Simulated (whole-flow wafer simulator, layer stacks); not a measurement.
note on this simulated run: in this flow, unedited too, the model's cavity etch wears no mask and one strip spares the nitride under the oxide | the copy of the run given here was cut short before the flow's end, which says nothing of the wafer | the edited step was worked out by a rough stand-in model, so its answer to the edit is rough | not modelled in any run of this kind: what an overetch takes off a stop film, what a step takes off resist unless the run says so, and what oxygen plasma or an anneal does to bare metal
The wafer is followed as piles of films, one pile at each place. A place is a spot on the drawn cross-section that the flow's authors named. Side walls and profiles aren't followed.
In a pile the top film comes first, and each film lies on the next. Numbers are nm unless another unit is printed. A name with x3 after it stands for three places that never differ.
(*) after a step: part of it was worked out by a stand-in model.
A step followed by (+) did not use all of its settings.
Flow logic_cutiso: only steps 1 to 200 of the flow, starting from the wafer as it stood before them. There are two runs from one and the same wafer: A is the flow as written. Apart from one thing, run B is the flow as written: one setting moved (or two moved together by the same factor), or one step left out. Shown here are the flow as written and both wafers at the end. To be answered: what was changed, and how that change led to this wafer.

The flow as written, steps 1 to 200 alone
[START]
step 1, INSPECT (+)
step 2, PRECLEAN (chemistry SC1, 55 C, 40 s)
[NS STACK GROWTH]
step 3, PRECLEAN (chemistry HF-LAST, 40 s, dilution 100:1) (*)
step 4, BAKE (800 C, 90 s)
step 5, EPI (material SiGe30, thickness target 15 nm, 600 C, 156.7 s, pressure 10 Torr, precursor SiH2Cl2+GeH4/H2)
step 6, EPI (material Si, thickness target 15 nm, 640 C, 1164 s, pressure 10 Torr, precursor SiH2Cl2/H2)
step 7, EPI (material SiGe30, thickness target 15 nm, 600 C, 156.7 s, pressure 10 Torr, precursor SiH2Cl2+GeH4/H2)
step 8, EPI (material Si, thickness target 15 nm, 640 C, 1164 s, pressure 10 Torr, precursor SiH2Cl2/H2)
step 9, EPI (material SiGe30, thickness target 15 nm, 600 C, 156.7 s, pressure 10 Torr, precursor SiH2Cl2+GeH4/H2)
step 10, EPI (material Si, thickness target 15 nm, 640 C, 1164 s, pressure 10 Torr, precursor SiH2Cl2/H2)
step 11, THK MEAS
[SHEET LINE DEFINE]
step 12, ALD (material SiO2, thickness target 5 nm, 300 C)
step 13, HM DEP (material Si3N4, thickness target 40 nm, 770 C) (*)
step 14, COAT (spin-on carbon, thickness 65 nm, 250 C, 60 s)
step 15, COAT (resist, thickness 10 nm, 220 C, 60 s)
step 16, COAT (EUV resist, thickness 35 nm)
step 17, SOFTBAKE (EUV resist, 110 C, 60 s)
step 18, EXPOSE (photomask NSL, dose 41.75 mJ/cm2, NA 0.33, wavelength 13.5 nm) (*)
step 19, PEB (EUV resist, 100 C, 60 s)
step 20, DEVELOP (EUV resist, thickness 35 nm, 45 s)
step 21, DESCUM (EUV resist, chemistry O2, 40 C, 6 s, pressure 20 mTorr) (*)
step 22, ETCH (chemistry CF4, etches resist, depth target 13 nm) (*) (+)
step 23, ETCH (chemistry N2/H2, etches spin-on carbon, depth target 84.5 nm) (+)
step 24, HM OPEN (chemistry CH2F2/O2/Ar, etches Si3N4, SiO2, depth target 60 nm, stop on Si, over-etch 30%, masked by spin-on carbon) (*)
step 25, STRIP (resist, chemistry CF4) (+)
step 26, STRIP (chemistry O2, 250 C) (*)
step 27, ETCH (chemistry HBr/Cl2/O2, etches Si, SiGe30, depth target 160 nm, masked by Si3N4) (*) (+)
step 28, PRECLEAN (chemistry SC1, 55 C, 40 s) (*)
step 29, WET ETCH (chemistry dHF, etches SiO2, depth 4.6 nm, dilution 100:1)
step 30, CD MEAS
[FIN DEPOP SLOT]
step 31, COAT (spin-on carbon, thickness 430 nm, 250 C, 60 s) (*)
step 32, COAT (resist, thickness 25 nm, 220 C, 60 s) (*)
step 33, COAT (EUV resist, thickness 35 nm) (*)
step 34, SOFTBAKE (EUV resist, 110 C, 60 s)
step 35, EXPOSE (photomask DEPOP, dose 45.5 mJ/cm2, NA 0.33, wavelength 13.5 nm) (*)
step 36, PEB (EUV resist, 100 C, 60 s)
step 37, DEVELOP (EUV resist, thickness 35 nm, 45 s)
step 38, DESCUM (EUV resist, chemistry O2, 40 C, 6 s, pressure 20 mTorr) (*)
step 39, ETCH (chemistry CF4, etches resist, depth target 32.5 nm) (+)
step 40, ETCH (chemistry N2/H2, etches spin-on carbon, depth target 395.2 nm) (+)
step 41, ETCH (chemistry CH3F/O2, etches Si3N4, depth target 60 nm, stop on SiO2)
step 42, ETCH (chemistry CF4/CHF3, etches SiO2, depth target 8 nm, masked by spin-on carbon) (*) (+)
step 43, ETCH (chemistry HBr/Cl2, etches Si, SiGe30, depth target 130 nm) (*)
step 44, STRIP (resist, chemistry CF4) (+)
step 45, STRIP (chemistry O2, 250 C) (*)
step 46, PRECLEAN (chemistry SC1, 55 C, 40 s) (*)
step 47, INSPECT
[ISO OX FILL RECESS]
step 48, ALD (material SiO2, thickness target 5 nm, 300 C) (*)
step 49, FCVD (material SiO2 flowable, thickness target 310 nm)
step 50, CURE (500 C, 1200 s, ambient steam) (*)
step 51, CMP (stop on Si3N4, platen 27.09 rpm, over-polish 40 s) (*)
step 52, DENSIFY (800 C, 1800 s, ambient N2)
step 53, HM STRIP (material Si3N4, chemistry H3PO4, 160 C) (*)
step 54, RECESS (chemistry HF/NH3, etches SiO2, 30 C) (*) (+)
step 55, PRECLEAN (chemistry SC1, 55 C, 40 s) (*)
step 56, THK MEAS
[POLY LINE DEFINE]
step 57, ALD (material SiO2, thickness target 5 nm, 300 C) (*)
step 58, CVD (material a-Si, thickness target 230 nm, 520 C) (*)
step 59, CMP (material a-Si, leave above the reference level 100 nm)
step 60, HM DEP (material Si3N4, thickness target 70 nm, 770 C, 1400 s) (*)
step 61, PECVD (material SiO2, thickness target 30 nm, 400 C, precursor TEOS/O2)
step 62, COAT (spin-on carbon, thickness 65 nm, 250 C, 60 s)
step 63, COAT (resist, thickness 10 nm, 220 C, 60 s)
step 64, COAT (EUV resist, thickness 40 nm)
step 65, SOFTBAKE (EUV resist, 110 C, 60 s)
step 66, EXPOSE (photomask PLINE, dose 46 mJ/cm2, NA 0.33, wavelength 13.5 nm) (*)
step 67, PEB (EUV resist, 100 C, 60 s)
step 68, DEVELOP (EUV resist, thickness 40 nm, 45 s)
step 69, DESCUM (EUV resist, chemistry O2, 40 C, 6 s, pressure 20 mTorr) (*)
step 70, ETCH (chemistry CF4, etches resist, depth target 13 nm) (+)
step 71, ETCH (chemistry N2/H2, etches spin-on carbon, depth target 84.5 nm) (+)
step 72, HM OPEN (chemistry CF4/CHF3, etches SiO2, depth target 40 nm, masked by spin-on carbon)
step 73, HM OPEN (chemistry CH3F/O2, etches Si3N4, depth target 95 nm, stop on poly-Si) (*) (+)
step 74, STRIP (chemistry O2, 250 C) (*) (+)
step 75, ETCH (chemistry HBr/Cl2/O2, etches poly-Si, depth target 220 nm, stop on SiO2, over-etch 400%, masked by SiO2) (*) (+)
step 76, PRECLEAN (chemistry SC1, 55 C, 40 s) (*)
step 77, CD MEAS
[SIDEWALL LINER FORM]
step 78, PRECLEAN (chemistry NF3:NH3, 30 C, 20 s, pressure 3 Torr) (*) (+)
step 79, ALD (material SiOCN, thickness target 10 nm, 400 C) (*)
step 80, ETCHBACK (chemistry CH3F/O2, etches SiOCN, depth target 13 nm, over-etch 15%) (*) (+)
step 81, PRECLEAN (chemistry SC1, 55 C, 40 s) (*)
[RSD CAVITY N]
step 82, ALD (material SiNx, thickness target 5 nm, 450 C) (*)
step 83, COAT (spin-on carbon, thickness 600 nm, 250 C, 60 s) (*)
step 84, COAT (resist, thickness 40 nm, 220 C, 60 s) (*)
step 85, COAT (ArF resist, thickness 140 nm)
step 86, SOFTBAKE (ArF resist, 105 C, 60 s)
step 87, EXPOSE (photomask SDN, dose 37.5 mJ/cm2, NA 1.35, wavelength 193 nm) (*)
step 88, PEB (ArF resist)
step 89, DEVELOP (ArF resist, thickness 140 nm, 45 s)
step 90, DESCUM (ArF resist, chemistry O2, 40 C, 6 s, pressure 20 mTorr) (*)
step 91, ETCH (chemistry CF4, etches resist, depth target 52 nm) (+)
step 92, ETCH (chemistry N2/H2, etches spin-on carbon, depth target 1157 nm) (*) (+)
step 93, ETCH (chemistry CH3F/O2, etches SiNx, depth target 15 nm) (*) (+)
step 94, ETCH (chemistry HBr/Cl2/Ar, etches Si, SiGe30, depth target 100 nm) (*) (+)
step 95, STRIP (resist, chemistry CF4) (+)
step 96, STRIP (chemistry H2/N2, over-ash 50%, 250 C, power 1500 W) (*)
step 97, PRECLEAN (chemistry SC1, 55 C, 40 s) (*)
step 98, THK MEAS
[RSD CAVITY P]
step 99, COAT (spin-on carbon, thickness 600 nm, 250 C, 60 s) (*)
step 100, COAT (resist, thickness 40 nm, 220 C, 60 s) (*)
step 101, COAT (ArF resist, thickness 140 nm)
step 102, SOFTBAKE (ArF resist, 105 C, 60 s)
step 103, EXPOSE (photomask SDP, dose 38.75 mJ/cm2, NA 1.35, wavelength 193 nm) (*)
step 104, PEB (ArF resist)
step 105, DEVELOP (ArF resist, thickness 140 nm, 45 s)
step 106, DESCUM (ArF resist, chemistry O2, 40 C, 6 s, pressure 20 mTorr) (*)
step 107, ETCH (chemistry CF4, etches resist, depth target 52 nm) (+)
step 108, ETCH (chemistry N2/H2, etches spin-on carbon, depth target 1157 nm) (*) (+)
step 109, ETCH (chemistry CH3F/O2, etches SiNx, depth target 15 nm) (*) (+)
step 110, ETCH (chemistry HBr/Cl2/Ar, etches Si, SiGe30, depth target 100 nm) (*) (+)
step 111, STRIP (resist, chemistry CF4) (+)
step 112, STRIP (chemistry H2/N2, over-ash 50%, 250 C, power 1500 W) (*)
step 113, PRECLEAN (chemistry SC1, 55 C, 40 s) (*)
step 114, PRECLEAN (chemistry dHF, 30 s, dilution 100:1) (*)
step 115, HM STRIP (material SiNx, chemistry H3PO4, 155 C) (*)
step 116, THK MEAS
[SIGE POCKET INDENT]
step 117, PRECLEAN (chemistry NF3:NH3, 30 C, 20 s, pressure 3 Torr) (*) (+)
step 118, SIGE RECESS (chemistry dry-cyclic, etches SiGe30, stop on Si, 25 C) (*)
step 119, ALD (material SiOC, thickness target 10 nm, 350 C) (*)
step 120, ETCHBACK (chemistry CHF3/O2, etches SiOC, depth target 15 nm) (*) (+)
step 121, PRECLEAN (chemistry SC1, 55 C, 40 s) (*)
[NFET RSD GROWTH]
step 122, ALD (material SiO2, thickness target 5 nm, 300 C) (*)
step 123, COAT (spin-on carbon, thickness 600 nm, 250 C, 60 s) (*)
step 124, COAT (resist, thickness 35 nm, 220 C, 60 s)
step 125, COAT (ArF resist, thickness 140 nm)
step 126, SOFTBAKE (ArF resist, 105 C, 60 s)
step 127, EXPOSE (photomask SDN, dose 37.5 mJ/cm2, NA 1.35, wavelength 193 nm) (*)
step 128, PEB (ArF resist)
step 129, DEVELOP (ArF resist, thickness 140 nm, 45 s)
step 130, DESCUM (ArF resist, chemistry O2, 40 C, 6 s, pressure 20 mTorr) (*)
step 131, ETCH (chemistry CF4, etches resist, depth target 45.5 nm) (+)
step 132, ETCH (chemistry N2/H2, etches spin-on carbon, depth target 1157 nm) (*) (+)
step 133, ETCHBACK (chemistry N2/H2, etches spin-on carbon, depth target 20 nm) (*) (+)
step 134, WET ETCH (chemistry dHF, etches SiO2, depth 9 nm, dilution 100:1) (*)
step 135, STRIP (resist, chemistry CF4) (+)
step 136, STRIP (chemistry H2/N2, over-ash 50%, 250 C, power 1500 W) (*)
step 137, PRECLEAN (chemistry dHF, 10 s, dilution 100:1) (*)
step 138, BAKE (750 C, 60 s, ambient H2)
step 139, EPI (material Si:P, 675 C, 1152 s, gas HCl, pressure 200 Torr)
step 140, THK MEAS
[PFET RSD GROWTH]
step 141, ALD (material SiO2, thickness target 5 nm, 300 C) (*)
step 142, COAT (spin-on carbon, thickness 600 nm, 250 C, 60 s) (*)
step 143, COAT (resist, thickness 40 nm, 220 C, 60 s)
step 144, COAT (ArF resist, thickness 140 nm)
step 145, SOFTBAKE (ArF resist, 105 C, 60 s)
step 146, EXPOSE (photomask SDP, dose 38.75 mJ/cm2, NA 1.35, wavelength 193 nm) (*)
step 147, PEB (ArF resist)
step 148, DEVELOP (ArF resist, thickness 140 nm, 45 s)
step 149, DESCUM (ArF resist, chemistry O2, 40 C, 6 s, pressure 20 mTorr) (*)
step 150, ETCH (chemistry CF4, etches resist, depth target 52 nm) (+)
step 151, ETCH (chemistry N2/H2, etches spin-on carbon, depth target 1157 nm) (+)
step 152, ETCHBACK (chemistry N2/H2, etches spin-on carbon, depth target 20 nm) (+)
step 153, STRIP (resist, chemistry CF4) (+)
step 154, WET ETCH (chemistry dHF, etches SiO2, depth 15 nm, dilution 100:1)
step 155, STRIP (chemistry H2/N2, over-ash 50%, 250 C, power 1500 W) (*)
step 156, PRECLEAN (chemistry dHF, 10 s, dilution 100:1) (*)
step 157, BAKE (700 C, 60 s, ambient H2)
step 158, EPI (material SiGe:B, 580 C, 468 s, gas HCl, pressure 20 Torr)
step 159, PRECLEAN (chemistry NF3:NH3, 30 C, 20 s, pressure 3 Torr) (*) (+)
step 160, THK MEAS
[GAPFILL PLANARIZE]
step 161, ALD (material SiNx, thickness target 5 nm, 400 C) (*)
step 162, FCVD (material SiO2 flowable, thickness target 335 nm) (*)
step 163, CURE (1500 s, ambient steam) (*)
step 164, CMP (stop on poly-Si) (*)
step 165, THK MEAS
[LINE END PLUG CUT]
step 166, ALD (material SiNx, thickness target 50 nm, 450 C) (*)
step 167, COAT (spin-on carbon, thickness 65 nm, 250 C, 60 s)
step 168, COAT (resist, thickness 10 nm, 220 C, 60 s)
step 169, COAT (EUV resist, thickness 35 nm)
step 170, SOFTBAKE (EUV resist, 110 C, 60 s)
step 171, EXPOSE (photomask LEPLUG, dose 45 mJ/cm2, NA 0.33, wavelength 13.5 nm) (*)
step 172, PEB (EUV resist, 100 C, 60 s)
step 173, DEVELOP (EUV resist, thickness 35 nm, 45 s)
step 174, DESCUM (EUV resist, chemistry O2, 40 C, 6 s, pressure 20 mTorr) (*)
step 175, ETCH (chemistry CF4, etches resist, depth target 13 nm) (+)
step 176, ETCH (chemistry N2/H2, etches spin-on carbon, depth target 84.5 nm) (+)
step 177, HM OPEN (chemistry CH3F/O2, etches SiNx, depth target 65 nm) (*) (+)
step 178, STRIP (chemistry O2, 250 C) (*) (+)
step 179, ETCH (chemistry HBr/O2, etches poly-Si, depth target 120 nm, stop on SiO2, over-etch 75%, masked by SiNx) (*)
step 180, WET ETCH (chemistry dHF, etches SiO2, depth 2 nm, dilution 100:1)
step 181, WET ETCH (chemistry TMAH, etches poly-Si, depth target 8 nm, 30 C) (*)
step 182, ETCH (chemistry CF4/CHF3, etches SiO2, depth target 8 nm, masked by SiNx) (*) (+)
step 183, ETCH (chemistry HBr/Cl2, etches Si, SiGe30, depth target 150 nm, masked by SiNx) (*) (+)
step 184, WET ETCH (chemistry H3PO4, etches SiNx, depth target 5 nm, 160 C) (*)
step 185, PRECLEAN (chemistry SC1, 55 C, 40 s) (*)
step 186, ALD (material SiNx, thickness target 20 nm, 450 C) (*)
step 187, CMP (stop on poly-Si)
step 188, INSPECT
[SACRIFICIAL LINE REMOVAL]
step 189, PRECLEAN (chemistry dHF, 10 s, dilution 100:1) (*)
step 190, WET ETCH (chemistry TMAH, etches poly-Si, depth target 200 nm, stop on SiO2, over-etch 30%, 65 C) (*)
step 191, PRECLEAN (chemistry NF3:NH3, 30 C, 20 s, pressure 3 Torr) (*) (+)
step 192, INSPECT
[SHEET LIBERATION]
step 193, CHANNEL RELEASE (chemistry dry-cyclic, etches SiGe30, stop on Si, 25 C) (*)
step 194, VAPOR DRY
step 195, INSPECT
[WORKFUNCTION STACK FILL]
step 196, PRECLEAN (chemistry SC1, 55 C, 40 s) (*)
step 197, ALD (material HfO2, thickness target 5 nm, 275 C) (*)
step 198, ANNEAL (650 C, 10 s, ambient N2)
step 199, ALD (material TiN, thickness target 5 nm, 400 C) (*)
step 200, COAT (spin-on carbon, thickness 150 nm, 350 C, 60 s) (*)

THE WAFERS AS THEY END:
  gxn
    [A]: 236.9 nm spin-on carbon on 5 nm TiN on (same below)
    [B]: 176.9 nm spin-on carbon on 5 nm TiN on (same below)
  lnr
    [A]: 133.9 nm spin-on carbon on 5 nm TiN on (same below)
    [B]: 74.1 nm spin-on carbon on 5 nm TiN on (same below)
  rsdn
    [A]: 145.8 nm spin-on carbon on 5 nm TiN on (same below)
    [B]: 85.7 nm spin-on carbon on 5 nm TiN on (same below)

What caused this: step 200, COAT: thickness 90 nm was run, though the flow has thickness 150 nm.

The path from the change to this, step by step:
  step 200, COAT (spin-on carbon, thickness 150 nm, 350 C, 60 s) (*)
      glp, gxn, gxp: A +236.9 spin-on carbon (new film) | B +176.9 spin-on carbon (new film)
      lnr, lnrp: A +133.9 spin-on carbon (new film) | B +74.1 spin-on carbon (new film)
      (also at 17 further places)
